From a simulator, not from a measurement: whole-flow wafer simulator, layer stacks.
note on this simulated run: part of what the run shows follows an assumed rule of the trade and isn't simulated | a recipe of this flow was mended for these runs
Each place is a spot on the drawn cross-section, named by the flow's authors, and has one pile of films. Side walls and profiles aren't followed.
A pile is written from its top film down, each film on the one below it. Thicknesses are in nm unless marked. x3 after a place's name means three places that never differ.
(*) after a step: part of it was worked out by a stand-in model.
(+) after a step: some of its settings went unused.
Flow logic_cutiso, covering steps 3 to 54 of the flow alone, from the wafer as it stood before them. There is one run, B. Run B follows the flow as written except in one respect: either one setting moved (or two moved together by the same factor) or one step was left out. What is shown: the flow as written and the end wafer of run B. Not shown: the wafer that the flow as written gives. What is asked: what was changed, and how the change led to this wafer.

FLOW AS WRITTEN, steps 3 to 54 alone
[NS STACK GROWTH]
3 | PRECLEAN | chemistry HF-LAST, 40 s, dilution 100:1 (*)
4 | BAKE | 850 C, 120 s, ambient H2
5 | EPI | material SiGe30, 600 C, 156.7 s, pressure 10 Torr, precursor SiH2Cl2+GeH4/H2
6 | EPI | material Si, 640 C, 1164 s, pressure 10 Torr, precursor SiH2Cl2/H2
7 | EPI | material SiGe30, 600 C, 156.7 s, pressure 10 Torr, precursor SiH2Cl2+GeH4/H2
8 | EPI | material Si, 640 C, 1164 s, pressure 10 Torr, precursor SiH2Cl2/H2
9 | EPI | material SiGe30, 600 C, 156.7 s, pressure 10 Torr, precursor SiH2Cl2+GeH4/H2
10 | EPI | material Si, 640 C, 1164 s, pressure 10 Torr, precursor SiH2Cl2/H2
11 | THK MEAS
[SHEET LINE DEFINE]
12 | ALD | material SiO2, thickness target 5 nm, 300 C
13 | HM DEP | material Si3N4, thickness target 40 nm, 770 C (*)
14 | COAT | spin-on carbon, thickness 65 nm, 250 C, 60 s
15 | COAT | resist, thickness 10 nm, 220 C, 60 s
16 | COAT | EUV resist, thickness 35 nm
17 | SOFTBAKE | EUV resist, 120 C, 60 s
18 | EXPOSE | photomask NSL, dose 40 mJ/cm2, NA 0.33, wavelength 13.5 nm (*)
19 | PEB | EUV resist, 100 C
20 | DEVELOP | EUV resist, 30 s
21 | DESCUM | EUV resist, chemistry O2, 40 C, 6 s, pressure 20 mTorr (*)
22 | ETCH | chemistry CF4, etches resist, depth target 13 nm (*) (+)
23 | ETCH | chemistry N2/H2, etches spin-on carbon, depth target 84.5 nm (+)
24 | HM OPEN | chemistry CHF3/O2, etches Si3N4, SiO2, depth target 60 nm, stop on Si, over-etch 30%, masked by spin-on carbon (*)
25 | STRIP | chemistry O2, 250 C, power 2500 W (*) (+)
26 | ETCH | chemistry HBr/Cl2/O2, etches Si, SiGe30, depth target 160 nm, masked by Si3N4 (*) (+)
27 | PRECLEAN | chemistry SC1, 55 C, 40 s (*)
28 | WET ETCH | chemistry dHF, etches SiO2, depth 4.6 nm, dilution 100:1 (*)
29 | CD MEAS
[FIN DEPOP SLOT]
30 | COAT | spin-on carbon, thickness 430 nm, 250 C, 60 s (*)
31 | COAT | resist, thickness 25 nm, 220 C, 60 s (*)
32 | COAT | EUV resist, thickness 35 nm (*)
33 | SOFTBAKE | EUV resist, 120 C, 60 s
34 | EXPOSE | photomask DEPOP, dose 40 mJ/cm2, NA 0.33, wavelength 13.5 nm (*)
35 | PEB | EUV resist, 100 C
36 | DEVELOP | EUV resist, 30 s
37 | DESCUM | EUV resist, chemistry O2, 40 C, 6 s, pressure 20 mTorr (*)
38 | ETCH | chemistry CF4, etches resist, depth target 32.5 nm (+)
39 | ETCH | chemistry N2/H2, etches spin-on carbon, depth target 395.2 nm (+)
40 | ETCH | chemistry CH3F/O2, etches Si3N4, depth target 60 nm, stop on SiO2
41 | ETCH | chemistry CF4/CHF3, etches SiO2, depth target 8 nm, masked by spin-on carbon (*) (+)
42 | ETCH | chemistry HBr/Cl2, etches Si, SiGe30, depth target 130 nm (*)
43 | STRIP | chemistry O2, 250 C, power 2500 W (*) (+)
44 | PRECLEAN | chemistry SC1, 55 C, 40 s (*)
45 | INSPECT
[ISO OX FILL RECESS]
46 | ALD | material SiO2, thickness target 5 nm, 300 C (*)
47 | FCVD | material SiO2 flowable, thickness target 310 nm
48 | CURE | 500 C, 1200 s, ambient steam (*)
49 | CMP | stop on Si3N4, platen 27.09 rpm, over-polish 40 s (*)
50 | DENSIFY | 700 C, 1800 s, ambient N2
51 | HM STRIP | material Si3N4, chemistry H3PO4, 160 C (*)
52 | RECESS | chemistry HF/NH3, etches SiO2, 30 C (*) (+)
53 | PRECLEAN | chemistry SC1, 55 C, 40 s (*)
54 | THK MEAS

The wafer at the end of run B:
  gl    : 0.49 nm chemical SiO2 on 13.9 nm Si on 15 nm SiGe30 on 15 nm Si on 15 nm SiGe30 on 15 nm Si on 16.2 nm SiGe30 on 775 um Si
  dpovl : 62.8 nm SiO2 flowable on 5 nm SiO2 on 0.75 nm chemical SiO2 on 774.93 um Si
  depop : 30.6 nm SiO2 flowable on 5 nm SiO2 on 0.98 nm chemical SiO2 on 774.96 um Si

What caused this: step 5, EPI: 169.2 s was run, while the flow as written has 156.7 s.

How this came from the change, step by step:
  5 | EPI | material SiGe30, 600 C, 156.7 s, pressure 10 Torr, precursor SiH2Cl2+GeH4/H2
      depop, dpovl, gfld and 19 more: SiGe30 gains 16.2 (new film) (in the flow as written it would be: SiGe30 gains 15 (new film))
  26 | ETCH | chemistry HBr/Cl2/O2, etches Si, SiGe30, depth target 160 nm, masked by Si3N4 (*) (+)
      dpovl, gfld, gxf, iso, isow, lnri, nsgap: chemical SiO2 loses 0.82 (all of it), Si loses 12 (all of it), SiGe30 loses 15 (all of it), Si loses 15 (all of it), SiGe30 loses 15 (all of it), Si loses 15 (all of it), SiGe30 loses 16.2 (all of it), Si loses 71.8 (in the flow as written it would be: chemical SiO2 loses 0.82 (all of it), Si loses 12 (all of it), SiGe30 loses 15 (all of it), Si loses 15 (all of it), SiGe30 loses 15 (all of it), Si loses 15 (all of it), SiGe30 loses 15 (all of it), Si loses 73)
  42 | ETCH | chemistry HBr/Cl2, etches Si, SiGe30, depth target 130 nm (*)
      depop: Si loses 13.8 (all of it), SiGe30 loses 15 (all of it), Si loses 15 (all of it), SiGe30 loses 15 (all of it), Si loses 15 (all of it), SiGe30 loses 16.2 (all of it), Si loses 40 (in the flow as written it would be: Si loses 13.8 (all of it), SiGe30 loses 15 (all of it), Si loses 15 (all of it), SiGe30 loses 15 (all of it), Si loses 15 (all of it), SiGe30 loses 15 (all of it), Si loses 41.2)
